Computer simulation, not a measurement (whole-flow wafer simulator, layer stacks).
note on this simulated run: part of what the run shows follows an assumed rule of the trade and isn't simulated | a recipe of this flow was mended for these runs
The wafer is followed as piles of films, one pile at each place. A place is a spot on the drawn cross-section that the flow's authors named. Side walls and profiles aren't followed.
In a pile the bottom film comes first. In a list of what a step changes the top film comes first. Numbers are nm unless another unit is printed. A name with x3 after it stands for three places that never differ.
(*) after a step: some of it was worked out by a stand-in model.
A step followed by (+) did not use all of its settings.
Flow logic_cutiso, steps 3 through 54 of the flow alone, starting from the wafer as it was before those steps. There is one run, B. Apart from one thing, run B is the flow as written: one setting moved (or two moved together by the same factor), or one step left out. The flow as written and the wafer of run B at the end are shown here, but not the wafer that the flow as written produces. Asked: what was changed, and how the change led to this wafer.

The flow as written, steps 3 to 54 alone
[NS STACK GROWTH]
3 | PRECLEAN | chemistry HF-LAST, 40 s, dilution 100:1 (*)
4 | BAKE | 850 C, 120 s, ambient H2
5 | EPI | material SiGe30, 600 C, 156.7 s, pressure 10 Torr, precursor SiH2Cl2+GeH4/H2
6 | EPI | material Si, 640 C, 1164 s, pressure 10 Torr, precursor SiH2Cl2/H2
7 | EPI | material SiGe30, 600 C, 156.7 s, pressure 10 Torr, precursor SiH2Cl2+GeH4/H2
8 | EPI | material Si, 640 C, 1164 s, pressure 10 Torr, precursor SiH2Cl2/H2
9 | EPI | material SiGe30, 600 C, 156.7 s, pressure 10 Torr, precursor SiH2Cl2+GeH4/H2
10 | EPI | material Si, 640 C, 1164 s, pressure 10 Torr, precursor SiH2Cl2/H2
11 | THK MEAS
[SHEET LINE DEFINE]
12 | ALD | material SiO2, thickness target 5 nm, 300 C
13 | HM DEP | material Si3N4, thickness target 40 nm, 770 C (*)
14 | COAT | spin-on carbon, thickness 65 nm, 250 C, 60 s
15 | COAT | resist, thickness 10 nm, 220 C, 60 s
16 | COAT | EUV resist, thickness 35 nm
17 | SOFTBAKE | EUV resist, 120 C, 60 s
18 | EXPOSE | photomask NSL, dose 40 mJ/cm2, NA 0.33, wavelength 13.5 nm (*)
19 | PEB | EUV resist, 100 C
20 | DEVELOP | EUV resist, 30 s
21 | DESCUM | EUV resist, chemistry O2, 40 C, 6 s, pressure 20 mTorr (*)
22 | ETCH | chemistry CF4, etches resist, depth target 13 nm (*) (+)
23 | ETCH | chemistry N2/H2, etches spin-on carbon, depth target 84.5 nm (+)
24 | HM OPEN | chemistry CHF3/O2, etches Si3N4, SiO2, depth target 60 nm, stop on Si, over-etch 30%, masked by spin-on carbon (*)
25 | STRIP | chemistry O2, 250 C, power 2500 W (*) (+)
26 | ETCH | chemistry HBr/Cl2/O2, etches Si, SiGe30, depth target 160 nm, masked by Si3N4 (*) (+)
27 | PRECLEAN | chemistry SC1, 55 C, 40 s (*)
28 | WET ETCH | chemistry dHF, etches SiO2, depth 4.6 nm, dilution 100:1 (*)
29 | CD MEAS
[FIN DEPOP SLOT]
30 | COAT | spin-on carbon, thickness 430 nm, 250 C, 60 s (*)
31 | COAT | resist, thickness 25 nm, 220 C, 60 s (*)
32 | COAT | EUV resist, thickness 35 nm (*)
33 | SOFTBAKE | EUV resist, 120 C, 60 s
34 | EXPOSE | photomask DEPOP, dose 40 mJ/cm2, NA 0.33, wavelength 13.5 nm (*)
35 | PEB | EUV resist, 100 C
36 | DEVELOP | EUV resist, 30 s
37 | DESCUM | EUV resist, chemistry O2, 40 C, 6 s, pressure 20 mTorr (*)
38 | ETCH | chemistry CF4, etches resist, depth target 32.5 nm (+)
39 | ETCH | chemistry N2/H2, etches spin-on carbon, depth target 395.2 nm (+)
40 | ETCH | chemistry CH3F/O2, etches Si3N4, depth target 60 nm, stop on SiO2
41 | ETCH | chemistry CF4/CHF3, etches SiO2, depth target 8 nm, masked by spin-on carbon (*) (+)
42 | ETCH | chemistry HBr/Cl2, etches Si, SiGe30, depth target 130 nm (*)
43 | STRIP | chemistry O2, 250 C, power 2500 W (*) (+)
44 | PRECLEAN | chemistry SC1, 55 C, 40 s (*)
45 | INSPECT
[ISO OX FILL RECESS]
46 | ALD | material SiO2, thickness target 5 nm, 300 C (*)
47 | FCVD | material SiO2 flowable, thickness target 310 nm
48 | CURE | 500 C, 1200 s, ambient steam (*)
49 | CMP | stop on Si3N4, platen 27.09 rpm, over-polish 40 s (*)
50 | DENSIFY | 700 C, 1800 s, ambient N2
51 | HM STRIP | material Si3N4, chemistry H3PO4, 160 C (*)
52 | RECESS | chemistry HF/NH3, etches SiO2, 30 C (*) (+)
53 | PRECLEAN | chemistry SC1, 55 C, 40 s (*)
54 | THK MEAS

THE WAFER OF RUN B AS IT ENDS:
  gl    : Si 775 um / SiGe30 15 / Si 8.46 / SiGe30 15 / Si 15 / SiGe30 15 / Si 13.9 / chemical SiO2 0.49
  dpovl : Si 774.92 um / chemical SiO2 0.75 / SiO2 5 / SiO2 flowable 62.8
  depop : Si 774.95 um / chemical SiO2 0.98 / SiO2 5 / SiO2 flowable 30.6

Cause: step 6, EPI: 628 C was run, though the flow has 640 C.

The path from the change to this, step by step:
  6 | EPI | material Si, 640 C, 1164 s, pressure 10 Torr, precursor SiH2Cl2/H2
      depop, dpovl, gfld and 19 more: Si gains 8.46 (new film) (it would be, as written: Si gains 15 (new film))
  26 | ETCH | chemistry HBr/Cl2/O2, etches Si, SiGe30, depth target 160 nm, masked by Si3N4 (*) (+)
      dpovl, gfld, gxf, iso, isow, lnri, nsgap: chemical SiO2 loses 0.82 (all of it), Si loses 12 (all of it), SiGe30 loses 15 (all of it), Si loses 15 (all of it), SiGe30 loses 15 (all of it), Si loses 8.46 (all of it), SiGe30 loses 15 (all of it), Si loses 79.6 (it would be, as written: chemical SiO2 loses 0.82 (all of it), Si loses 12 (all of it), SiGe30 loses 15 (all of it), Si loses 15 (all of it), SiGe30 loses 15 (all of it), Si loses 15 (all of it), SiGe30 loses 15 (all of it), Si loses 73)
  42 | ETCH | chemistry HBr/Cl2, etches Si, SiGe30, depth target 130 nm (*)
      depop: Si loses 13.8 (all of it), SiGe30 loses 15 (all of it), Si loses 15 (all of it), SiGe30 loses 15 (all of it), Si loses 8.46 (all of it), SiGe30 loses 15 (all of it), Si loses 47.8 (it would be, as written: Si loses 13.8 (all of it), SiGe30 loses 15 (all of it), Si loses 15 (all of it), SiGe30 loses 15 (all of it), Si loses 15 (all of it), SiGe30 loses 15 (all of it), Si loses 41.2)
